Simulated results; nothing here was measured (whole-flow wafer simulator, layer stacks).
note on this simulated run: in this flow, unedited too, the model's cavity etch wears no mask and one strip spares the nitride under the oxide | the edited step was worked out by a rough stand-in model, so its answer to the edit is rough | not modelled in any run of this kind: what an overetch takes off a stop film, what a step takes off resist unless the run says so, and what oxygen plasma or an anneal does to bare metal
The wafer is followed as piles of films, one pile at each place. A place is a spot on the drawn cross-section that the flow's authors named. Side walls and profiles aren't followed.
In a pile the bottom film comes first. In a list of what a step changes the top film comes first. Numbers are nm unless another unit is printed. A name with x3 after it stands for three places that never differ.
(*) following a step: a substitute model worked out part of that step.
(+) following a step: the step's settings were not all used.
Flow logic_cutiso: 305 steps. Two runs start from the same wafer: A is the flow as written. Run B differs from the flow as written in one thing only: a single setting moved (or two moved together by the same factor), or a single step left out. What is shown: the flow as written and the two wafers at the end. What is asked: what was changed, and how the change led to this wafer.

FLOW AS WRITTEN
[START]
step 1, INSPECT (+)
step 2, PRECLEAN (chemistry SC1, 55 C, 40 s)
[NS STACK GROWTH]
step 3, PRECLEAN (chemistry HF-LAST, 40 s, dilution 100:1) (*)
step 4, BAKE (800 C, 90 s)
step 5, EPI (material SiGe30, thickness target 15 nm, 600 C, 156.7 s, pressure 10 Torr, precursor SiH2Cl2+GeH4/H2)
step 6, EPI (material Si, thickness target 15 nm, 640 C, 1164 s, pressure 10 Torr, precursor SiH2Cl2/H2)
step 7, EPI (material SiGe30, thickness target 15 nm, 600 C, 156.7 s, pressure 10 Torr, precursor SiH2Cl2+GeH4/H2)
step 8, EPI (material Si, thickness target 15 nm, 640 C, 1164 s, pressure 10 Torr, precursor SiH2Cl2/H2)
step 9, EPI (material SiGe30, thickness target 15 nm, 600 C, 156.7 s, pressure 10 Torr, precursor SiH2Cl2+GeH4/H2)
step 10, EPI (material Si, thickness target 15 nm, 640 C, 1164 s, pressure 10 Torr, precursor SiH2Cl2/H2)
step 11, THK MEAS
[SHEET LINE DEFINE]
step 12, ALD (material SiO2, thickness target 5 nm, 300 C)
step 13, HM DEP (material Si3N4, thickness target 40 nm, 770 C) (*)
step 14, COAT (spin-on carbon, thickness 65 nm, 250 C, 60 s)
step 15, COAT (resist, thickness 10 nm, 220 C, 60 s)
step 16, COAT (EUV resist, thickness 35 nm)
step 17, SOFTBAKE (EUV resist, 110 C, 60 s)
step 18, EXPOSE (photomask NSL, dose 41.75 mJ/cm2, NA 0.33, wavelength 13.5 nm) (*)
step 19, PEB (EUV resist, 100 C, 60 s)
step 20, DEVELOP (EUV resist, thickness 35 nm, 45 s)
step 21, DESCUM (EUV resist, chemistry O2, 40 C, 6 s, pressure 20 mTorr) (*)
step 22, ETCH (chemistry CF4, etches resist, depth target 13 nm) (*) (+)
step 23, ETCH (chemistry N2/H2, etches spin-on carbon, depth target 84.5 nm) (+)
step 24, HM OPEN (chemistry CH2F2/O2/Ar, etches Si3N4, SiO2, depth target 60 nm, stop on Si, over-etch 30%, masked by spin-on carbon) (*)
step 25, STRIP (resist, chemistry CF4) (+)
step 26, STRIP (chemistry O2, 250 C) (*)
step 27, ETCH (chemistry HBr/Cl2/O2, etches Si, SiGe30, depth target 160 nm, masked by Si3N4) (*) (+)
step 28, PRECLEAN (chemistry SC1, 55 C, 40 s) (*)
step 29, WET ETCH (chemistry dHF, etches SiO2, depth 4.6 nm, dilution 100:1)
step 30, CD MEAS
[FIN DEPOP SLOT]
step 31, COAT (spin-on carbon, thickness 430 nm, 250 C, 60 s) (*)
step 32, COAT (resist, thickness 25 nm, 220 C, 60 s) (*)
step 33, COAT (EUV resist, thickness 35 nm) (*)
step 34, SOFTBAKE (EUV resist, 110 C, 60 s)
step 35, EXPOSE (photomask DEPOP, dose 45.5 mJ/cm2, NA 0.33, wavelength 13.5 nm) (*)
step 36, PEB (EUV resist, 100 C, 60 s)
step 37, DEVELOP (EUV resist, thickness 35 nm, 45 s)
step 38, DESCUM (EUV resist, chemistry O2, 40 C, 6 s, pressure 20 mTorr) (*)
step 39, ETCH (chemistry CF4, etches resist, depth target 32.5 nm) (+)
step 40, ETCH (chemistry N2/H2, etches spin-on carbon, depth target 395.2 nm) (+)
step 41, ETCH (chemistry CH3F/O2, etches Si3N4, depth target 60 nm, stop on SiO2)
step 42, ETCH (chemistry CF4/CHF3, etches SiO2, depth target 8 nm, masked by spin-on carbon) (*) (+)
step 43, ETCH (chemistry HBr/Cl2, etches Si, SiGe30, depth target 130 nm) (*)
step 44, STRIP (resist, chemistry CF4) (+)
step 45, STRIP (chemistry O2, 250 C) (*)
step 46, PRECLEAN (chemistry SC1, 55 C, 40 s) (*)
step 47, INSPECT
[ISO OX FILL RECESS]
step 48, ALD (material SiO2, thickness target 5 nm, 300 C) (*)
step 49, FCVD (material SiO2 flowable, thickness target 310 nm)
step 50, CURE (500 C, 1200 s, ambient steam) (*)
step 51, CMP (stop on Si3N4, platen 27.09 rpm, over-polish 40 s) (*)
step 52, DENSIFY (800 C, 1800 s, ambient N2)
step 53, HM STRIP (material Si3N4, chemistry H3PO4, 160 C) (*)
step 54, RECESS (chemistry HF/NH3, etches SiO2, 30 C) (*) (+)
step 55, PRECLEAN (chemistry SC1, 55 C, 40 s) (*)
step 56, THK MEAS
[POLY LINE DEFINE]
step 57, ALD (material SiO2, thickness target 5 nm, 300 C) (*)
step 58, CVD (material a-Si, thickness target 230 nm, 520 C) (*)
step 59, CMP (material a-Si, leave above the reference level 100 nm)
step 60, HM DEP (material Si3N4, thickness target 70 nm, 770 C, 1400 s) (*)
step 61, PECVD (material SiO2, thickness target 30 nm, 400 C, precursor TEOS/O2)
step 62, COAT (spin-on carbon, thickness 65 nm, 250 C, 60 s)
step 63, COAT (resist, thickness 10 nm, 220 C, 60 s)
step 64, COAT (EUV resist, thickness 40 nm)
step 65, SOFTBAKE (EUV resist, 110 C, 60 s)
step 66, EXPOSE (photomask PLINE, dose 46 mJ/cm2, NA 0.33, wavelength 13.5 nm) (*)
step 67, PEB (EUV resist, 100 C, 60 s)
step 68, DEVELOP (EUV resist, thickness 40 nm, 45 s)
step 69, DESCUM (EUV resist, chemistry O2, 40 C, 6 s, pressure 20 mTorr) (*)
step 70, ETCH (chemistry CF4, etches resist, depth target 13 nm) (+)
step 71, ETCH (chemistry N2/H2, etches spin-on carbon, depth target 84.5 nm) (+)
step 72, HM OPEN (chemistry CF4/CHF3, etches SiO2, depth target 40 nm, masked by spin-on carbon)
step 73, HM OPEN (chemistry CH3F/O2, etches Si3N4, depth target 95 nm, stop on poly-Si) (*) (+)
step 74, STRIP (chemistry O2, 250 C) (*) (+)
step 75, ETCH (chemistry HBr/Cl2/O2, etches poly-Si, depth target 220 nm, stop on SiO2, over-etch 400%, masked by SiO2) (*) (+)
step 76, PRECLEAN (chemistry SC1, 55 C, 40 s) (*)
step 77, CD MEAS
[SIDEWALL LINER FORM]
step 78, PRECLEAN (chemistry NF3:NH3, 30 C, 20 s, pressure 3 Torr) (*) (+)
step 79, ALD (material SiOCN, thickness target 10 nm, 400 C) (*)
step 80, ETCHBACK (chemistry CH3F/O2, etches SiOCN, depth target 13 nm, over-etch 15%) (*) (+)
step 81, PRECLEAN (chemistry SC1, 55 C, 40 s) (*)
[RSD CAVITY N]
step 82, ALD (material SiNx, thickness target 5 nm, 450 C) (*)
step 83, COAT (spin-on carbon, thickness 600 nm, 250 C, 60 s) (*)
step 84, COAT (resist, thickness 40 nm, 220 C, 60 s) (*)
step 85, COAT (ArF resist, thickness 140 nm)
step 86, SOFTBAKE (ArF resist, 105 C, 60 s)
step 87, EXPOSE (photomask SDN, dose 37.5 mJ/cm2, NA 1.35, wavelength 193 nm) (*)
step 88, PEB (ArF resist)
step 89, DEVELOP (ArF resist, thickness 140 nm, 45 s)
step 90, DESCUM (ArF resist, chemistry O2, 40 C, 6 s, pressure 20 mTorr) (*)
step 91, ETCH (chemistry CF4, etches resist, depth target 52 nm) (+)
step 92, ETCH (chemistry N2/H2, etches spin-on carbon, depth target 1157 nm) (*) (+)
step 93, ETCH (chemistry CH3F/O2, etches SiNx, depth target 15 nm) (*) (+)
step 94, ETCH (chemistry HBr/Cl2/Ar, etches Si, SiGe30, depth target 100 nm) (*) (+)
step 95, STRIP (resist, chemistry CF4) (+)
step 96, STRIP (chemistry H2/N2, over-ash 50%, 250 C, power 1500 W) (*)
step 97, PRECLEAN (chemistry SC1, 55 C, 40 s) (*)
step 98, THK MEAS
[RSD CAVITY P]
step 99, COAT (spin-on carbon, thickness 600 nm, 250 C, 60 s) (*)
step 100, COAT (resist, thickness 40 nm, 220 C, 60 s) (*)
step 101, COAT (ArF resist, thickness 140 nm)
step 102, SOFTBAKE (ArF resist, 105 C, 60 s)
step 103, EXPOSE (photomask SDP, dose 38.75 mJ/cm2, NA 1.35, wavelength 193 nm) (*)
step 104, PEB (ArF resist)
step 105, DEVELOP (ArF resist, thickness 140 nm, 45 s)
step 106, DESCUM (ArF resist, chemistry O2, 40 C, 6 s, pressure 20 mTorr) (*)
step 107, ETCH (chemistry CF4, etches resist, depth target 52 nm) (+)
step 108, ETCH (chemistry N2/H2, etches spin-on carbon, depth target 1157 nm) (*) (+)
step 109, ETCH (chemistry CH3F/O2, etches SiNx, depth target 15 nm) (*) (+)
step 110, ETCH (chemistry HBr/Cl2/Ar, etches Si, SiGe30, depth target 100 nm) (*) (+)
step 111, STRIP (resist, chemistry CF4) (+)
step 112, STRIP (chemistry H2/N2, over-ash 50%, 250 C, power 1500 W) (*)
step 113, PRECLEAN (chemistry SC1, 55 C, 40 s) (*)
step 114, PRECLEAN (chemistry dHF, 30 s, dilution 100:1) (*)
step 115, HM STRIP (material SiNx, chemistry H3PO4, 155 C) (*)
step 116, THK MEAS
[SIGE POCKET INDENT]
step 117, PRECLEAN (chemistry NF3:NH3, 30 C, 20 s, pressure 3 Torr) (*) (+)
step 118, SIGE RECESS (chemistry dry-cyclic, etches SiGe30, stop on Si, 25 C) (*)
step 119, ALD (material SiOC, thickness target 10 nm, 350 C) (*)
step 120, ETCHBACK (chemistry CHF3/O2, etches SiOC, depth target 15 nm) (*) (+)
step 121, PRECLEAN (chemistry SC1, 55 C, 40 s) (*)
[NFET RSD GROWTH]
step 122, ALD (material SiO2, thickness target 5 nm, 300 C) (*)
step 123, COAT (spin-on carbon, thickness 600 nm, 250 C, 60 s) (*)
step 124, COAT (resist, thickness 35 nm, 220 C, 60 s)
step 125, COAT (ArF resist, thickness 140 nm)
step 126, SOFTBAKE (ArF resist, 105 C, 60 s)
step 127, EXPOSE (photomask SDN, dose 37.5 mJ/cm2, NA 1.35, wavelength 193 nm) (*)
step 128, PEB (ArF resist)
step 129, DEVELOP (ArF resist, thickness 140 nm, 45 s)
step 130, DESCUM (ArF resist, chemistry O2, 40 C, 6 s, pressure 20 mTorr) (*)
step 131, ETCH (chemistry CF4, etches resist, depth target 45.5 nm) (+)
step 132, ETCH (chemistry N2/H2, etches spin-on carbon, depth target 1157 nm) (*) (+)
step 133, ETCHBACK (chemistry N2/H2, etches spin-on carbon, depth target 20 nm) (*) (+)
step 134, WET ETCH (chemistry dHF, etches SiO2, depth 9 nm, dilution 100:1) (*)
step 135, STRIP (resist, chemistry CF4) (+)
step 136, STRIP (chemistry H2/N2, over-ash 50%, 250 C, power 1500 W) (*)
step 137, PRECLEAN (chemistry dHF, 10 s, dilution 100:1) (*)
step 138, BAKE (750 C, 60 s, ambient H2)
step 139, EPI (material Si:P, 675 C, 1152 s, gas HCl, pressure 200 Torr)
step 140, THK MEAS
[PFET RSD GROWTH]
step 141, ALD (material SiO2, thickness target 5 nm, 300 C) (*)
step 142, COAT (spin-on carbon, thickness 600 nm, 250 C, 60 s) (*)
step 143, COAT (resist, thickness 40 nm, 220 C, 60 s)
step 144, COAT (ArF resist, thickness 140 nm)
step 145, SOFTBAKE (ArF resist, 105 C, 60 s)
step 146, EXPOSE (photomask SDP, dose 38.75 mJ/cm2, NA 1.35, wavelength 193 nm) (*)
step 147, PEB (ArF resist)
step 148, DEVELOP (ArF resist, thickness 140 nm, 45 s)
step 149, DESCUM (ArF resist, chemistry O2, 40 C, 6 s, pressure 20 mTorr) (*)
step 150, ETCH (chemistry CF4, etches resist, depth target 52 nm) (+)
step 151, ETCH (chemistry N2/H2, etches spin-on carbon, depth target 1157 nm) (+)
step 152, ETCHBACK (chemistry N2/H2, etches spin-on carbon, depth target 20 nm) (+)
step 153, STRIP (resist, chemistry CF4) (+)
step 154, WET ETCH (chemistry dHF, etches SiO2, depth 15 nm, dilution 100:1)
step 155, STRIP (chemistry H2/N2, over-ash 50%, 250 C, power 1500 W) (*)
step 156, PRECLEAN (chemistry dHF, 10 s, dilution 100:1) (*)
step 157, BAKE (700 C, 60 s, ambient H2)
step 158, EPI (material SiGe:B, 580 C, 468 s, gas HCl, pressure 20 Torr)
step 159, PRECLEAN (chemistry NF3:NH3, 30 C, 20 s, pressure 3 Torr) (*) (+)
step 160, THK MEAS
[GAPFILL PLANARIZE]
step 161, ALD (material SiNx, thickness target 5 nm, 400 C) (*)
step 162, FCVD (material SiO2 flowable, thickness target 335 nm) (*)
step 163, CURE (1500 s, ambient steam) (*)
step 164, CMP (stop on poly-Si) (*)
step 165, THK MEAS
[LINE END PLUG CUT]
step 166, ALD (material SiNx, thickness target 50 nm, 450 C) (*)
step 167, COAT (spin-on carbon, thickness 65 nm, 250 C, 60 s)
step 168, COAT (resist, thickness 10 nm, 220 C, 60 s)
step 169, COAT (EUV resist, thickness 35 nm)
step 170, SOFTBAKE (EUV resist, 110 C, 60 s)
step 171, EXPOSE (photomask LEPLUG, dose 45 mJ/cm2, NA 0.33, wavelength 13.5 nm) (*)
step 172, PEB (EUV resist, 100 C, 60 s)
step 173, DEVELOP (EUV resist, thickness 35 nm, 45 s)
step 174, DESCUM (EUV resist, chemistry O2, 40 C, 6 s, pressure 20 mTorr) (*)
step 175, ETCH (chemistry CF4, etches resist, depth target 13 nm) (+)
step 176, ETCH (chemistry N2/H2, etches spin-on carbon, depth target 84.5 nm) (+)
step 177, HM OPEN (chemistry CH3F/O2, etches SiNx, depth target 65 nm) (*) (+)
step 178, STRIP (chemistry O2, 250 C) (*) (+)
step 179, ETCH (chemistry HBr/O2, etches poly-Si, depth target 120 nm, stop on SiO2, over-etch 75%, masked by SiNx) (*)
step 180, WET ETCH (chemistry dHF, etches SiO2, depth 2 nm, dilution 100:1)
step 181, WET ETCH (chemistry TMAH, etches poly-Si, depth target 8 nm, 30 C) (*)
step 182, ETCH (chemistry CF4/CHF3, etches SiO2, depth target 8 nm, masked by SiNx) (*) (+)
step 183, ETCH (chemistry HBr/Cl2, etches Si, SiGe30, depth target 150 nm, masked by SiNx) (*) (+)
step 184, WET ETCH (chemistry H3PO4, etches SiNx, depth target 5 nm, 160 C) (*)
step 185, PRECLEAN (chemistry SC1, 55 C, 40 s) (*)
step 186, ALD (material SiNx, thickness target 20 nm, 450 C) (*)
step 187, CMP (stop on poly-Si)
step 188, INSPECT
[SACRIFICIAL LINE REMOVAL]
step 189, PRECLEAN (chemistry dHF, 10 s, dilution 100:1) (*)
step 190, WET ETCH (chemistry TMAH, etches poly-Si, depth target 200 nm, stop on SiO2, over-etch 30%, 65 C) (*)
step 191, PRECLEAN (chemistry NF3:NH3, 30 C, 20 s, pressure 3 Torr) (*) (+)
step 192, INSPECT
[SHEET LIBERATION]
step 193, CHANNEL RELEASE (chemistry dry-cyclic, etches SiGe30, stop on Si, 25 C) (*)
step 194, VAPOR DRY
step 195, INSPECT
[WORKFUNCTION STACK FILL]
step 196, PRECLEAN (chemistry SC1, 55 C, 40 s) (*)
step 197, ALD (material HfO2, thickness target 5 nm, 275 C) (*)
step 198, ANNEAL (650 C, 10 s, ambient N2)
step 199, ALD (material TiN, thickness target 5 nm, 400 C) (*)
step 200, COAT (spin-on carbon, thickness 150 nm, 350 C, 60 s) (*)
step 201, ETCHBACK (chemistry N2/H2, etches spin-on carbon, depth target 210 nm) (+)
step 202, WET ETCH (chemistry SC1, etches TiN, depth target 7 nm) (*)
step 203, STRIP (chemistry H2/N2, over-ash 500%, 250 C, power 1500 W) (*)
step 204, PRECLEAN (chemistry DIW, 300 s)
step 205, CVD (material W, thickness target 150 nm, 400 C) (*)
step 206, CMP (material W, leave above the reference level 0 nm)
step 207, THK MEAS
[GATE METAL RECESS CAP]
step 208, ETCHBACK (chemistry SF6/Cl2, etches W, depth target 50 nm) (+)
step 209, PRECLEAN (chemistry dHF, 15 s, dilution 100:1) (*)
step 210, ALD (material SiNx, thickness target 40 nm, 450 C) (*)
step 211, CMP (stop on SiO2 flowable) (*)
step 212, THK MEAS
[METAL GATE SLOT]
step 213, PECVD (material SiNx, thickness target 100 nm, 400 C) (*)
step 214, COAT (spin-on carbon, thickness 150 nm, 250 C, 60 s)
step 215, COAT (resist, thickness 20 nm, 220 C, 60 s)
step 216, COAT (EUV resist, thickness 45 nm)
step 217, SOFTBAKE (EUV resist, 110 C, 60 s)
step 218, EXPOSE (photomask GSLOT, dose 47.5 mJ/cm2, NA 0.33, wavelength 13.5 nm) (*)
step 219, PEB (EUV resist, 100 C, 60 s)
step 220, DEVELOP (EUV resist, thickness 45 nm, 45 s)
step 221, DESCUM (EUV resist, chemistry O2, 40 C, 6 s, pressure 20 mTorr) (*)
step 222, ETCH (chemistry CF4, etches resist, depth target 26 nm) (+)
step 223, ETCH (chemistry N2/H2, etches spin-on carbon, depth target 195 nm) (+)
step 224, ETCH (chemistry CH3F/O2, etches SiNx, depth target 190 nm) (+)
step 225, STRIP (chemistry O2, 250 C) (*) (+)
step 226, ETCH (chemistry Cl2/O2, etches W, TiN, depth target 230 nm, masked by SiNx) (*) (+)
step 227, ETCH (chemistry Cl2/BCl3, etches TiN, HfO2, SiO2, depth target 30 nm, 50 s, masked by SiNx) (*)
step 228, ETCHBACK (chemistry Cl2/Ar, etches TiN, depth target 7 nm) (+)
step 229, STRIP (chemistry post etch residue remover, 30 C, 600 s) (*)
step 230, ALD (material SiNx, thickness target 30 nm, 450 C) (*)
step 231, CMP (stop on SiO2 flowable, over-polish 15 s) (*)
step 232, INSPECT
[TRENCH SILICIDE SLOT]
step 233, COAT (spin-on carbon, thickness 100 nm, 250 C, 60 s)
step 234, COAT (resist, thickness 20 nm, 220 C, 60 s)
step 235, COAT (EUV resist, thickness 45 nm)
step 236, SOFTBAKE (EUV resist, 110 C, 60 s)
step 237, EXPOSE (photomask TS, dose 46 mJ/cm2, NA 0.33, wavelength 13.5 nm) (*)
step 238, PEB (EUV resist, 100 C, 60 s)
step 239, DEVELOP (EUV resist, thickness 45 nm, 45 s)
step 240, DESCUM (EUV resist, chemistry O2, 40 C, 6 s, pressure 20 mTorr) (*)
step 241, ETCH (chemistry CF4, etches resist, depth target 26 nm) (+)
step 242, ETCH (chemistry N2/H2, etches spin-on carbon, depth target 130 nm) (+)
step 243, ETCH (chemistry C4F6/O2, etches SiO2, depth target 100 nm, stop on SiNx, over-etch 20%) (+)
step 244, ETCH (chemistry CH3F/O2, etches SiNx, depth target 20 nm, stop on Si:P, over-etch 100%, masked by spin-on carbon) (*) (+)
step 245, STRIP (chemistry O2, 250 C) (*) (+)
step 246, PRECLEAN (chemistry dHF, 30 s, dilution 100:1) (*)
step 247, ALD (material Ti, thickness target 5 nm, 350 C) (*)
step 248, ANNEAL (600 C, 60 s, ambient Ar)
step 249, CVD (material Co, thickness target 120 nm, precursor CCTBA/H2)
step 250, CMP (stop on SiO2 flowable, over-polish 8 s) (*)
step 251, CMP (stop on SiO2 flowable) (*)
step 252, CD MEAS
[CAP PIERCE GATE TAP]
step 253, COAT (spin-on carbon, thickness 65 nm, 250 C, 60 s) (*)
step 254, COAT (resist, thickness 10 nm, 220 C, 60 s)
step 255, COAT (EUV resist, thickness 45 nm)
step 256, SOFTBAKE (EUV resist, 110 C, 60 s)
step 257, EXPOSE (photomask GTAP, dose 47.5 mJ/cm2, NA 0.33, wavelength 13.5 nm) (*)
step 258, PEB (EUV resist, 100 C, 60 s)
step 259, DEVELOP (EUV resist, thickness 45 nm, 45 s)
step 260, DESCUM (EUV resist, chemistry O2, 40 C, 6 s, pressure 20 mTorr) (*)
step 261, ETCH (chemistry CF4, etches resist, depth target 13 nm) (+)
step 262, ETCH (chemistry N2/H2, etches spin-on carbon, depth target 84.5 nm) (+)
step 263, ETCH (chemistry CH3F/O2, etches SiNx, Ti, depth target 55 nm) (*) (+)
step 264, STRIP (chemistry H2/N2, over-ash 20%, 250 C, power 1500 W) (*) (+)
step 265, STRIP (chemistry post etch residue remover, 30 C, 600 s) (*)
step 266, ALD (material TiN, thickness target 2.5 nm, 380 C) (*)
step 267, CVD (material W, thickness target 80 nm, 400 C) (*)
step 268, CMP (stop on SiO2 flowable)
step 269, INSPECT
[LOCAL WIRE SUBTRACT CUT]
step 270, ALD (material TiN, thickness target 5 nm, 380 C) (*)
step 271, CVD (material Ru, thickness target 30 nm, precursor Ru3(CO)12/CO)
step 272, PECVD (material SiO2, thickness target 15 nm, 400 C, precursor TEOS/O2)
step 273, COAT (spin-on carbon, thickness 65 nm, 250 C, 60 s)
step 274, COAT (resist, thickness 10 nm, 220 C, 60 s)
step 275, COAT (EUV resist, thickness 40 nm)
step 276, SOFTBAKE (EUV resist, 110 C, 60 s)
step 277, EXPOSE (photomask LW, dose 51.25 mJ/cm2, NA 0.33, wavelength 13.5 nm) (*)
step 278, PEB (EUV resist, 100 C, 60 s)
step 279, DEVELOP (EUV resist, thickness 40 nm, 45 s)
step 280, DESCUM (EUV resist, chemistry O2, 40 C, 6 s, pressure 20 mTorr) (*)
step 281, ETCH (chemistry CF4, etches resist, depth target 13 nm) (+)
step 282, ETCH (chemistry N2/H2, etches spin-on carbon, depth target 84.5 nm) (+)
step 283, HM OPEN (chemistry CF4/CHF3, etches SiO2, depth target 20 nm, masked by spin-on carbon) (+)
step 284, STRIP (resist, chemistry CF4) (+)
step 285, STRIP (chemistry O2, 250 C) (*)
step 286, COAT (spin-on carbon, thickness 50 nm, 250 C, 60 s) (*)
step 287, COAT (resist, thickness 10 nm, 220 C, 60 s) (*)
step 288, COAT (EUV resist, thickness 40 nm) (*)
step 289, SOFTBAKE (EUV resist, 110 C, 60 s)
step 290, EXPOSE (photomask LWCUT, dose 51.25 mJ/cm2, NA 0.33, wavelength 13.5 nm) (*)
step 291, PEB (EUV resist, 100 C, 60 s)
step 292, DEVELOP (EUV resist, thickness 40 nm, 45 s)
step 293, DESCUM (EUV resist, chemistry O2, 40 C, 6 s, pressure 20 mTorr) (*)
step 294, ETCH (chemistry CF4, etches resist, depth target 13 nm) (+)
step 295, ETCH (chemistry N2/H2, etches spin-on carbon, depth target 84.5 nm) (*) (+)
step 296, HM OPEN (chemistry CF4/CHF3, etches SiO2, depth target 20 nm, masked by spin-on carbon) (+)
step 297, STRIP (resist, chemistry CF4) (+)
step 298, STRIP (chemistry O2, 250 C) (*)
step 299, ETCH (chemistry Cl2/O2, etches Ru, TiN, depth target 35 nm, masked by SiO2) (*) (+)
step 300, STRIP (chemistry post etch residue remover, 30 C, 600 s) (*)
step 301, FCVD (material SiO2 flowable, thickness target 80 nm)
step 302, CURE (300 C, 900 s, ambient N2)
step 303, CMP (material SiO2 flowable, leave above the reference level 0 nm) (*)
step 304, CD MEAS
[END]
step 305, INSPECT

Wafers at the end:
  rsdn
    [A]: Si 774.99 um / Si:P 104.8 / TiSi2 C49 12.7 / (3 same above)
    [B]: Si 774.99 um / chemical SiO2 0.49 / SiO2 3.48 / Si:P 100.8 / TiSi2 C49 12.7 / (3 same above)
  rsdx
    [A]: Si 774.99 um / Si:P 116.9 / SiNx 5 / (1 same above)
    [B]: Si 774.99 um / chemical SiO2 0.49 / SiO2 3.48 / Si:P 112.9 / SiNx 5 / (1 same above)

The reason: step 132, ETCH: depth target 752 nm was run, while the flow as written has depth target 1157 nm.

The path from the change to this, step by step:
  step 132, ETCH (chemistry N2/H2, etches spin-on carbon, depth target 1157 nm) (*) (+)
      rsdn, rsdx: A spin-on carbon loses 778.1 (all of it) | B spin-on carbon loses 752
      depop, dpovl, gfld and 12 more: A ArF resist loses 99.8 (all of it), resist loses 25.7 | B ArF resist loses 99.8 (all of it), resist loses 24.8
      (also at 1 further place)
  step 133, ETCHBACK (chemistry N2/H2, etches spin-on carbon, depth target 20 nm) (*) (+)
      rsdn, rsdx: A SiO2 loses 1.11 | B spin-on carbon loses 20
      gxn: A SiO2 loses 0.7 (all of it), Si3N4 loses 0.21 | B SiO2 loses 1.26 (all of it)
  step 134, WET ETCH (chemistry dHF, etches SiO2, depth 9 nm, dilution 100:1) (*)
      rsdn, rsdx: A SiO2 loses 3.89 (all of it), chemical SiO2 loses 0.49 (all of it) | B nothing
  step 135, STRIP (resist, chemistry CF4) (+)
      depop, dpovl, gfld and 12 more: A resist loses 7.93 (all of it) | B resist loses 8.86 (all of it)
      lnr, lnrt: A SiOCN loses 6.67 | B SiOCN loses 7.46
      (also at 3 further places)
  step 136, STRIP (chemistry H2/N2, over-ash 50%, 250 C, power 1500 W) (*)
      rsdn, rsdx: A nothing | B spin-on carbon loses 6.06 (all of it)
  step 137, PRECLEAN (chemistry dHF, 10 s, dilution 100:1) (*)
      rsdn, rsdx: A nothing | B SiO2 loses 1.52
  step 139, EPI (material Si:P, 675 C, 1152 s, gas HCl, pressure 200 Torr)
      rsdn, rsdx: A Si:P gains 116.9 (new film) | B Si:P gains 112.9 (new film)
  step 164, CMP (stop on poly-Si) (*)
      gl: A SiO2 flowable loses 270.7 (all of it), SiNx loses 5 (all of it), Si3N4 loses 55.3 (all of it) | B SiO2 flowable loses 271.8 (all of it), SiNx loses 5 (all of it), Si3N4 loses 54.1 (all of it)
